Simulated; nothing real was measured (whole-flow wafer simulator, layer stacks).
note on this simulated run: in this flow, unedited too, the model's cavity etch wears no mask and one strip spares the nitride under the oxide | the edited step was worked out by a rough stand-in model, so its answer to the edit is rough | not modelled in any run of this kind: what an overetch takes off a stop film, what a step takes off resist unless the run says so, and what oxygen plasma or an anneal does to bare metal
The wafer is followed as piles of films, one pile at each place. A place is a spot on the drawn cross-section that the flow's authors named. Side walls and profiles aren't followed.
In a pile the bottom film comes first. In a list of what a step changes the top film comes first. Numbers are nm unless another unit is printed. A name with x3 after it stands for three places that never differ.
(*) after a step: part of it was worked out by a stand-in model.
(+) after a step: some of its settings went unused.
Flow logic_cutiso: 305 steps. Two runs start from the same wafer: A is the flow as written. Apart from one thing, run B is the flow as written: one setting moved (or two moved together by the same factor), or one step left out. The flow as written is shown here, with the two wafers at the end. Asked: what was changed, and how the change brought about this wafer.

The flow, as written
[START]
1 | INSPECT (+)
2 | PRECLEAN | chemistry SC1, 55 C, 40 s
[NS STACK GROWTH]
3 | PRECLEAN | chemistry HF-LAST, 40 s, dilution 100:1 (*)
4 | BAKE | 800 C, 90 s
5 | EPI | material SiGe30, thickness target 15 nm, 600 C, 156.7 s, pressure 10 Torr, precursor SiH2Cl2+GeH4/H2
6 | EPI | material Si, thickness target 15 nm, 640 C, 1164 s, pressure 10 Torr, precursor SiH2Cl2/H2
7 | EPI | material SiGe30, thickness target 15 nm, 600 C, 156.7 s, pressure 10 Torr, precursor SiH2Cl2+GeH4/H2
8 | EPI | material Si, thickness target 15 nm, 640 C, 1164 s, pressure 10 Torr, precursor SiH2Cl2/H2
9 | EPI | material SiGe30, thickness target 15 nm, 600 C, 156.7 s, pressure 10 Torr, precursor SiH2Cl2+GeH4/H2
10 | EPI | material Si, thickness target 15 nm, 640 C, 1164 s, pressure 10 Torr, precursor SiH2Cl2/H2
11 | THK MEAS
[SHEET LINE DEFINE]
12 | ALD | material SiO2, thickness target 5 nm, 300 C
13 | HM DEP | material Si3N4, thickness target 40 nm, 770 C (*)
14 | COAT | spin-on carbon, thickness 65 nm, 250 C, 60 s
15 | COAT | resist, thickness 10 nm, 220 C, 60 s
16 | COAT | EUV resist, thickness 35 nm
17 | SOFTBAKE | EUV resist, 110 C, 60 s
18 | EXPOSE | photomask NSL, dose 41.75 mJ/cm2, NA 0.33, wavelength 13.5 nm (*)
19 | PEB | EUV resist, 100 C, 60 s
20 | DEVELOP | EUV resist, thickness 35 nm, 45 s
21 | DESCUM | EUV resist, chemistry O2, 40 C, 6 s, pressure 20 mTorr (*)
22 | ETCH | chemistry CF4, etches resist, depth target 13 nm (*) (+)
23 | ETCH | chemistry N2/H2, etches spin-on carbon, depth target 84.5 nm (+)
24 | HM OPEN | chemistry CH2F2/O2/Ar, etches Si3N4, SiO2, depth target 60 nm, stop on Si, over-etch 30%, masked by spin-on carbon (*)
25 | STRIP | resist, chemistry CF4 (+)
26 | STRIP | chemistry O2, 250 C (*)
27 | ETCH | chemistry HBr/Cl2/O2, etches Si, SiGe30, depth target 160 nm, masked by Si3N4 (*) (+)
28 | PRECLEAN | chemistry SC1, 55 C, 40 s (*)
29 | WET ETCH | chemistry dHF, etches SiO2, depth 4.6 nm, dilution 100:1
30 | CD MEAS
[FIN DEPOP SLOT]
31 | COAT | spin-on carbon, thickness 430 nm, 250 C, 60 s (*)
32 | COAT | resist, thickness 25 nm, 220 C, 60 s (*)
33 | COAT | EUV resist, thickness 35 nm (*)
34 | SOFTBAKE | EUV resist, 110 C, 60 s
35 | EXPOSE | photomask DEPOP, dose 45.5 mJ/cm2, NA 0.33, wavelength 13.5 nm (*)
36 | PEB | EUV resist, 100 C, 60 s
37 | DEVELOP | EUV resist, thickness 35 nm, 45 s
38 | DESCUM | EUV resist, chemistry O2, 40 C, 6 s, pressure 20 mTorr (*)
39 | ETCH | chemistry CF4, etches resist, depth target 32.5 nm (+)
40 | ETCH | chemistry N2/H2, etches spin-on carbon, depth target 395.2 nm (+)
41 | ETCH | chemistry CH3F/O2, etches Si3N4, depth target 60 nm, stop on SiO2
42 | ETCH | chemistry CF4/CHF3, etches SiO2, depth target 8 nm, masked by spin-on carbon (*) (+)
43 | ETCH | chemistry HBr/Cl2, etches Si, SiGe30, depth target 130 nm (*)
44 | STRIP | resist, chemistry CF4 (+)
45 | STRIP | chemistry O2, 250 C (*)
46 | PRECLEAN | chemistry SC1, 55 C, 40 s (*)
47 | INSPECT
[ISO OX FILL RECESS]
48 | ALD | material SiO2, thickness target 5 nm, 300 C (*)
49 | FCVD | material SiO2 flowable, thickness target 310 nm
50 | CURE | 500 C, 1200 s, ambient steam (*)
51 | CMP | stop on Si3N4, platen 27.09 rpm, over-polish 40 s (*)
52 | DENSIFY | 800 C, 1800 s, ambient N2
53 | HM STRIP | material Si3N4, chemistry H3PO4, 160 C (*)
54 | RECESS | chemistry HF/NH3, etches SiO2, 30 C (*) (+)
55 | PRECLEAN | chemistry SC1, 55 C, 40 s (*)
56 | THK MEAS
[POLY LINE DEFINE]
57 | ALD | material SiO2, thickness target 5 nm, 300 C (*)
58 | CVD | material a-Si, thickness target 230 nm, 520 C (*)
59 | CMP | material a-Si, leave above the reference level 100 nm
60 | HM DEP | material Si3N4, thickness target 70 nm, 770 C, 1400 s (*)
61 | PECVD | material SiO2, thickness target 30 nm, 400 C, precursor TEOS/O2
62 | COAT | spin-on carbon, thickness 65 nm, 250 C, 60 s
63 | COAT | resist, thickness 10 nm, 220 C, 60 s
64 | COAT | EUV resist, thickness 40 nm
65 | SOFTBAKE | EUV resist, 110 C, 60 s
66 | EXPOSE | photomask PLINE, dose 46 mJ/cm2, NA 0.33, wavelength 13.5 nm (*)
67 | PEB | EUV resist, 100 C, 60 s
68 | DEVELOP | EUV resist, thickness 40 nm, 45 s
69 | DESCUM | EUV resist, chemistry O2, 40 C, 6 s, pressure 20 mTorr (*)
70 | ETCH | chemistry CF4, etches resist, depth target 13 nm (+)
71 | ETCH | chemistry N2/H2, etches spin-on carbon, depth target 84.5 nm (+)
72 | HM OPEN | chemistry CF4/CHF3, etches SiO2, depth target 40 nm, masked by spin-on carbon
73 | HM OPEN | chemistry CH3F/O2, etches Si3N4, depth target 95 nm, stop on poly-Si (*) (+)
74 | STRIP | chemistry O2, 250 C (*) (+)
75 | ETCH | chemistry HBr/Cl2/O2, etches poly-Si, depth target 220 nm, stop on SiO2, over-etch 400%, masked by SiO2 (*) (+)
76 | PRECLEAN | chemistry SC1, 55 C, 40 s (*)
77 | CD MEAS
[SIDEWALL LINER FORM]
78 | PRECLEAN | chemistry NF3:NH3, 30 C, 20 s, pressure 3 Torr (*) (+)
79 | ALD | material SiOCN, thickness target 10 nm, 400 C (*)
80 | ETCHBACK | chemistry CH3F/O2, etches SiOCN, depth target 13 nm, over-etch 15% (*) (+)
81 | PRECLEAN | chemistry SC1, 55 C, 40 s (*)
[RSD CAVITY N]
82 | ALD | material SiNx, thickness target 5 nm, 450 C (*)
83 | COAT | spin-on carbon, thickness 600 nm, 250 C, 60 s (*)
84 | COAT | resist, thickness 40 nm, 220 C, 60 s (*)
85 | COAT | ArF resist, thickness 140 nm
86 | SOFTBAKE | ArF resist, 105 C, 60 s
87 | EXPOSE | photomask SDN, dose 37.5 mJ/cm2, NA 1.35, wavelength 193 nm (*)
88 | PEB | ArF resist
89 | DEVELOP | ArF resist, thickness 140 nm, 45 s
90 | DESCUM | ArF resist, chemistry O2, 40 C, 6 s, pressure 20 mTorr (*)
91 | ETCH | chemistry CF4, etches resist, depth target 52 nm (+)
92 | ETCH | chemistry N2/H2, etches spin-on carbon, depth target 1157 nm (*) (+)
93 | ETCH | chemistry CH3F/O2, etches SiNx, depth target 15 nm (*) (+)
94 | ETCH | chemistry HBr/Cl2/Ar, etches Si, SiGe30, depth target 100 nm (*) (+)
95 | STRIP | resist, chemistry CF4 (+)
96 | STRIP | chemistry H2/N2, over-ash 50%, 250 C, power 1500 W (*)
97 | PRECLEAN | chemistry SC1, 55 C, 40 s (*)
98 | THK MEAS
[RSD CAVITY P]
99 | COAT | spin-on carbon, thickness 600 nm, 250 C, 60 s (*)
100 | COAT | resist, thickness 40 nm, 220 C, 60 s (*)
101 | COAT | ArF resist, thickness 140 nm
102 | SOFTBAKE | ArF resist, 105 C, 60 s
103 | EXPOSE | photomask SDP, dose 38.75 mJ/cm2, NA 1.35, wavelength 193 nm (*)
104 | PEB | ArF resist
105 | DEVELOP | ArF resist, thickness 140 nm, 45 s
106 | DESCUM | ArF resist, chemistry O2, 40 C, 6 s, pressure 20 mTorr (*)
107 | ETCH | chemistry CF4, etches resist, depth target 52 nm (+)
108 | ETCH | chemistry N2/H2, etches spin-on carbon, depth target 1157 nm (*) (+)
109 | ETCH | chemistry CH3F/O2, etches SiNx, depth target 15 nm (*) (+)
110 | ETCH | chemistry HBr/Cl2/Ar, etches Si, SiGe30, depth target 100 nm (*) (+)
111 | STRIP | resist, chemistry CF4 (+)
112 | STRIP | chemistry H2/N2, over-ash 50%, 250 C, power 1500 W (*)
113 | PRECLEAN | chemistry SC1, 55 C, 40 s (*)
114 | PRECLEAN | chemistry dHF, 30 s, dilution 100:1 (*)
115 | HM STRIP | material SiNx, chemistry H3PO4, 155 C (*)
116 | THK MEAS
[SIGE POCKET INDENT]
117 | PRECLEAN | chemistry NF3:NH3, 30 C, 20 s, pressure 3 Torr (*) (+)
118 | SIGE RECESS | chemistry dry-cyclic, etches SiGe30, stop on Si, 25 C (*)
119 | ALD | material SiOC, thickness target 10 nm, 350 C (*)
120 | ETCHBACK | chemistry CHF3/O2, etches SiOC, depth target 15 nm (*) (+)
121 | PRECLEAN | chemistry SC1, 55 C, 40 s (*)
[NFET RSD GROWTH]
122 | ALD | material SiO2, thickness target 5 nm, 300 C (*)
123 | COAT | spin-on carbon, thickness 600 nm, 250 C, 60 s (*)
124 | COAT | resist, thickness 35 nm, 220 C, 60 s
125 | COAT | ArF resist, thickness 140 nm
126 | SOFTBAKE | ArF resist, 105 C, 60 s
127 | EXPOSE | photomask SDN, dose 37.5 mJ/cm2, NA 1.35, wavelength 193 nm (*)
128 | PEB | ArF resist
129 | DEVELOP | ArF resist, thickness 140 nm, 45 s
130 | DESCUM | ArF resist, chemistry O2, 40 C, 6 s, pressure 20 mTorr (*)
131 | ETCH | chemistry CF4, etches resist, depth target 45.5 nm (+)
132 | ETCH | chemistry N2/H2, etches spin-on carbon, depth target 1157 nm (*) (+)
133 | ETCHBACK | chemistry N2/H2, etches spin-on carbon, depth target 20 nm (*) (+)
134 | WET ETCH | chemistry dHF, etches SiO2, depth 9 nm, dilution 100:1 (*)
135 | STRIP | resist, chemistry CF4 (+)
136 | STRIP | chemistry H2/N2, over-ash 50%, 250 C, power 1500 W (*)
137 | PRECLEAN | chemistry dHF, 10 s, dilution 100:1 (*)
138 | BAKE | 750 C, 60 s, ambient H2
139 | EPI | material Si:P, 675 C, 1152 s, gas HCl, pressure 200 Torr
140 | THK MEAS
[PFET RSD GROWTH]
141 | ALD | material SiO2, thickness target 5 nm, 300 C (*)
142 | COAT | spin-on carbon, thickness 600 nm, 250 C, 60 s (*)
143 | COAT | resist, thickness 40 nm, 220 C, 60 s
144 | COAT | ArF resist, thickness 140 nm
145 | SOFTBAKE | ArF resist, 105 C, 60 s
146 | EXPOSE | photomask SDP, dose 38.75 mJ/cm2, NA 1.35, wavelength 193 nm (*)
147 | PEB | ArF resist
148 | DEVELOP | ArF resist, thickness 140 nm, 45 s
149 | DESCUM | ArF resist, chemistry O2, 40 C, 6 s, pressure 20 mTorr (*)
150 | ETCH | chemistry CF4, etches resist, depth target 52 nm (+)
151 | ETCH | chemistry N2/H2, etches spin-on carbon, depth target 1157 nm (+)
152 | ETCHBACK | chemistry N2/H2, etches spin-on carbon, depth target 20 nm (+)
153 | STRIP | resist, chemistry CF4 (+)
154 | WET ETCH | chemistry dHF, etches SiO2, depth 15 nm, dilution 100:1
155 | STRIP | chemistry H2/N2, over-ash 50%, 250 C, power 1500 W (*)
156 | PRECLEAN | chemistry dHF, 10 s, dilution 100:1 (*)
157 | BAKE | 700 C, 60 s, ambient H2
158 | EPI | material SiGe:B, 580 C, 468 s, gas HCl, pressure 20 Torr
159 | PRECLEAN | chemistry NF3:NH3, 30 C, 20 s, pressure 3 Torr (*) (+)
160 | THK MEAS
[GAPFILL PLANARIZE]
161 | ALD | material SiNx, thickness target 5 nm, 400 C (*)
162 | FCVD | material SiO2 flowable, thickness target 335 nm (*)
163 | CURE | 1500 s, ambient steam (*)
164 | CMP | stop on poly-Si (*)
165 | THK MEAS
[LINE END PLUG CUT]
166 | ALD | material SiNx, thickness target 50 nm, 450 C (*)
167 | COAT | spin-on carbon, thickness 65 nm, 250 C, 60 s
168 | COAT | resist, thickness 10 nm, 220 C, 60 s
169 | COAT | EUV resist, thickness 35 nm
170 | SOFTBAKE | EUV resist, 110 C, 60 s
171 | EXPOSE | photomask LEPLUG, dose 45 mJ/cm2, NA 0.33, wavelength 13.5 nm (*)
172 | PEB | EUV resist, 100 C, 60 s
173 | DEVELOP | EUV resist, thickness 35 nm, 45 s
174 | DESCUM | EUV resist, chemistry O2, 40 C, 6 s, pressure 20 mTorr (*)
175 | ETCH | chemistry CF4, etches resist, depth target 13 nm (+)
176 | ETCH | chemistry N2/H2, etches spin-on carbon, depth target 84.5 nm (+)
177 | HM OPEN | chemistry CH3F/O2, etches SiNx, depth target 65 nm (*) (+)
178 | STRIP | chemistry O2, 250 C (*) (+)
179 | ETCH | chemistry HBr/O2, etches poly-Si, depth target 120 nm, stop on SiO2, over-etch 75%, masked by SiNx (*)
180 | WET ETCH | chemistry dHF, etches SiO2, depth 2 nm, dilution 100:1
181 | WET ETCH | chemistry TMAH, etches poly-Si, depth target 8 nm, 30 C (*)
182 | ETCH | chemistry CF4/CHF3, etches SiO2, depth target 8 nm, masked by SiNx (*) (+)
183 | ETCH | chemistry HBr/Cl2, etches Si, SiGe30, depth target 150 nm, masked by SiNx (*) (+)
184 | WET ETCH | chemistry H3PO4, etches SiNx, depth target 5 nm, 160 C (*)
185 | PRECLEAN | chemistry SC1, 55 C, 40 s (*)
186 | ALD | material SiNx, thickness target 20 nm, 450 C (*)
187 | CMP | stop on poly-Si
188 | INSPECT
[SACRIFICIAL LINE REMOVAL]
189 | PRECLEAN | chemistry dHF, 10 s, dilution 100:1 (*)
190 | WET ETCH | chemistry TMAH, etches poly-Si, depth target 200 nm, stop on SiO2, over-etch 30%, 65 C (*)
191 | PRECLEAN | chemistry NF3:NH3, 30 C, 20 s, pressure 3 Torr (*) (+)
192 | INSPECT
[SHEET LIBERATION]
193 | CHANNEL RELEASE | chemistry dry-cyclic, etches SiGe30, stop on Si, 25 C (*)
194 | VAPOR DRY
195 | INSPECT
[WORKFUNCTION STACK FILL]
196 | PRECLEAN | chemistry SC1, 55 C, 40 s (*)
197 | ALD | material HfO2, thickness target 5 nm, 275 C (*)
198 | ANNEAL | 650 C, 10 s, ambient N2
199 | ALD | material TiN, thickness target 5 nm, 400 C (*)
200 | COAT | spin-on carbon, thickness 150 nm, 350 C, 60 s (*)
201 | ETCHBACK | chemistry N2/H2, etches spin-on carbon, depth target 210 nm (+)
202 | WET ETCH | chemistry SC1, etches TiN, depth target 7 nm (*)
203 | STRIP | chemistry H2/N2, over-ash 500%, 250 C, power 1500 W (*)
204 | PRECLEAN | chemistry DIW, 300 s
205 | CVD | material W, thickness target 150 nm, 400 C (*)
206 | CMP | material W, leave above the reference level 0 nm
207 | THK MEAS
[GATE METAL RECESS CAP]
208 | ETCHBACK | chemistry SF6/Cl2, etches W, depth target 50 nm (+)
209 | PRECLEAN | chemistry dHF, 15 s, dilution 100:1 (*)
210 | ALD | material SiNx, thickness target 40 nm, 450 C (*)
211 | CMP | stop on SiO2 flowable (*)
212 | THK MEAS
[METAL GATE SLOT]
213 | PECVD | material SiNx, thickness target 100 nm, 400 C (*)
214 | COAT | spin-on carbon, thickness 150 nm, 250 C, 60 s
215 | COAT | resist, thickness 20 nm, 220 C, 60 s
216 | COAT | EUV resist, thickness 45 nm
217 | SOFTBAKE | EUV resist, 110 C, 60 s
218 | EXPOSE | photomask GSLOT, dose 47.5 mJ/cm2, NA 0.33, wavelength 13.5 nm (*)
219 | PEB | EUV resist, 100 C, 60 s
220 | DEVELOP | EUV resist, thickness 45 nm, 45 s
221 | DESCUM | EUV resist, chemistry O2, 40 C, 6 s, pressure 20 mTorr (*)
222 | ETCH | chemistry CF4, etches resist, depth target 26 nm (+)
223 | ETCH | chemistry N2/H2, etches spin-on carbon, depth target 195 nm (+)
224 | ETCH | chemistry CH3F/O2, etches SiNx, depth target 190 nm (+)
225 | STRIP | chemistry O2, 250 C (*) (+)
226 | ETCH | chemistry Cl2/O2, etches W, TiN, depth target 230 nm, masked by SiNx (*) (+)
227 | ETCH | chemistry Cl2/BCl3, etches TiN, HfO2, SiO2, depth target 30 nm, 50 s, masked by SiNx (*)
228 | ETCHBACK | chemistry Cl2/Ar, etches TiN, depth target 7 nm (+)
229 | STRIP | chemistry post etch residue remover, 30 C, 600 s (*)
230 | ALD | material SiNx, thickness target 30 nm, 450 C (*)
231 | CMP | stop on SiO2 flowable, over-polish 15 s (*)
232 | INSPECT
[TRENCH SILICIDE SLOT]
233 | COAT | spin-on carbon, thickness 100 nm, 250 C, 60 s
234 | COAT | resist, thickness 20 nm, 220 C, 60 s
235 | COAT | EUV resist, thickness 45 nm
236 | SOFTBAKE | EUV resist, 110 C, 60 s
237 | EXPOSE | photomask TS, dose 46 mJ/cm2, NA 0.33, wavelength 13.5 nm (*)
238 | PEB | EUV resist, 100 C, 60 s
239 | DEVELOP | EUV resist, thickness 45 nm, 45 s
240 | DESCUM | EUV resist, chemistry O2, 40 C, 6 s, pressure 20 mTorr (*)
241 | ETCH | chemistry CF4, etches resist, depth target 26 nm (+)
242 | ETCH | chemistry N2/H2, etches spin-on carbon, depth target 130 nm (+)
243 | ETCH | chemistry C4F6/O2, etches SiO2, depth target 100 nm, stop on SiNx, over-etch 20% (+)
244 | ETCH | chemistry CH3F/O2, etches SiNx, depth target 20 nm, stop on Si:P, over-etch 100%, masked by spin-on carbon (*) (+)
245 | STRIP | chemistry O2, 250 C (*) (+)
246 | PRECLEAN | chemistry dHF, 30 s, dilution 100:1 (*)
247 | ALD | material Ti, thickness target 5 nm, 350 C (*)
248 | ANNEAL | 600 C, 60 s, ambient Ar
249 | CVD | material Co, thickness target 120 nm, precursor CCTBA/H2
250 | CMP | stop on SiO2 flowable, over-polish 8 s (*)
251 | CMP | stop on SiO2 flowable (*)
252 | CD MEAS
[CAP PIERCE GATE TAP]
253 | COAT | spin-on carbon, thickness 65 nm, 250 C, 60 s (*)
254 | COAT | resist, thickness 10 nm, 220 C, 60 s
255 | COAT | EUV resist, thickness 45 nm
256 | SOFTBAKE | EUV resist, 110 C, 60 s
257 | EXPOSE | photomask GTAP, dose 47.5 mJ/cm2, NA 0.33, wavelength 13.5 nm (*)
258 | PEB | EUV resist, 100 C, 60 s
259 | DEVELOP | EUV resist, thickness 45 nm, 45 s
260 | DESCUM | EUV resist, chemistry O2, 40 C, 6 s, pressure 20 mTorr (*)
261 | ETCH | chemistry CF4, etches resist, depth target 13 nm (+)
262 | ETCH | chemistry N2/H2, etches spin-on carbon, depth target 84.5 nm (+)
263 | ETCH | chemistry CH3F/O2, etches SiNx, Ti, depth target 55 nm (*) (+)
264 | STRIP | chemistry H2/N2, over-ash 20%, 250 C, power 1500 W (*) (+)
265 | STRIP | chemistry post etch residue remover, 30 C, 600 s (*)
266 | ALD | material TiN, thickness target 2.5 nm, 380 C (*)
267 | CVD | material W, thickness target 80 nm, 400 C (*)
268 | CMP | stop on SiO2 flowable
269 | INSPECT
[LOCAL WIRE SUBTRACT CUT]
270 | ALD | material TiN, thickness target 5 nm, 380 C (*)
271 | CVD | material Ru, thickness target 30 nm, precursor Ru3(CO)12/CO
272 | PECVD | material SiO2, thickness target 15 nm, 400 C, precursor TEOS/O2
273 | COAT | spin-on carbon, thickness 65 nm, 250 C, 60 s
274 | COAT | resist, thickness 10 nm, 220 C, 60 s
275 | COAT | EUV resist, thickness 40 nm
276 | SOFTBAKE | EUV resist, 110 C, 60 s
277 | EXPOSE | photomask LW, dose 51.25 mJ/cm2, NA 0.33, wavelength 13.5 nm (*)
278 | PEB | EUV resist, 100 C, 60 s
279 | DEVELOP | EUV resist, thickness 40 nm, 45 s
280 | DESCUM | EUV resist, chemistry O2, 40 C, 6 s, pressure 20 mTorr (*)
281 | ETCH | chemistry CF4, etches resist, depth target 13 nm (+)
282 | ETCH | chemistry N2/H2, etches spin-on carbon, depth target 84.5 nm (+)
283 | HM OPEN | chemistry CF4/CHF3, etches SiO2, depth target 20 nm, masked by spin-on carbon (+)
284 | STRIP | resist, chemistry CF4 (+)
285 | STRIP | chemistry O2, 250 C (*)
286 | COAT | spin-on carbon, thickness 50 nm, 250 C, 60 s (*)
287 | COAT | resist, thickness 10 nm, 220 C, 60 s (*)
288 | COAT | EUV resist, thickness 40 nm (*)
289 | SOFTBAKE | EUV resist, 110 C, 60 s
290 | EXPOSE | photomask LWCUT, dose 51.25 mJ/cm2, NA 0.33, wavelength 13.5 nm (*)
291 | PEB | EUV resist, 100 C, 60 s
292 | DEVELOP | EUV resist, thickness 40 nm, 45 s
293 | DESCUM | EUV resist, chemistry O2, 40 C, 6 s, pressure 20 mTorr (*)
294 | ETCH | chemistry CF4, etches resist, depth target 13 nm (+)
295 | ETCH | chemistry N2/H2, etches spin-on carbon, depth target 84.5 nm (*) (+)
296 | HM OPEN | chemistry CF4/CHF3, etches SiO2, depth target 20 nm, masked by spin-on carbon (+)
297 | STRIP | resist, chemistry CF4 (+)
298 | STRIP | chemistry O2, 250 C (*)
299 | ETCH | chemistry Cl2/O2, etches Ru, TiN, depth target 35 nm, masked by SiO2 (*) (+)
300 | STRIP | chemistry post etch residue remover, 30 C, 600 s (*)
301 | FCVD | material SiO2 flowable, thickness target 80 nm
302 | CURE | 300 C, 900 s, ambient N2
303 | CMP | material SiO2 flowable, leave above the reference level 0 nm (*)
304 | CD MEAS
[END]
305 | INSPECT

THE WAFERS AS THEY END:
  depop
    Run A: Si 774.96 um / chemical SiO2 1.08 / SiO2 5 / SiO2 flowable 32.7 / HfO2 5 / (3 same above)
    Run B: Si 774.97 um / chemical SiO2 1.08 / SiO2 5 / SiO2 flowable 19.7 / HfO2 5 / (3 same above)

Cause: step 43, ETCH: depth target 117 nm was run, while the flow as written has depth target 130 nm.

The path from the change to this, step by step:
  43 | ETCH | chemistry HBr/Cl2, etches Si, SiGe30, depth target 130 nm (*)
      dpovl, gl, glp and 16 more: A -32 spin-on carbon | B -29.4 spin-on carbon
      depop: A -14 Si (all of it), -15 SiGe30 (all of it), -15 Si (all of it), -15 SiGe30 (all of it), -15 Si (all of it), -15 SiGe30 (all of it), -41 Si | B -14 Si (all of it), -15 SiGe30 (all of it), -15 Si (all of it), -15 SiGe30 (all of it), -15 Si (all of it), -15 SiGe30 (all of it), -28 Si
      (as well as at 2 more places)
  45 | STRIP | chemistry O2, 250 C (*)
      dpovl: A +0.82 chemical SiO2 (new film), -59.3 spin-on carbon (all of it), -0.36 Si | B +0.82 chemical SiO2 (new film), -61.9 spin-on carbon (all of it), -0.36 Si
  49 | FCVD | material SiO2 flowable, thickness target 310 nm
      depop: A +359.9 SiO2 flowable (new film) | B +348.3 SiO2 flowable (new film)
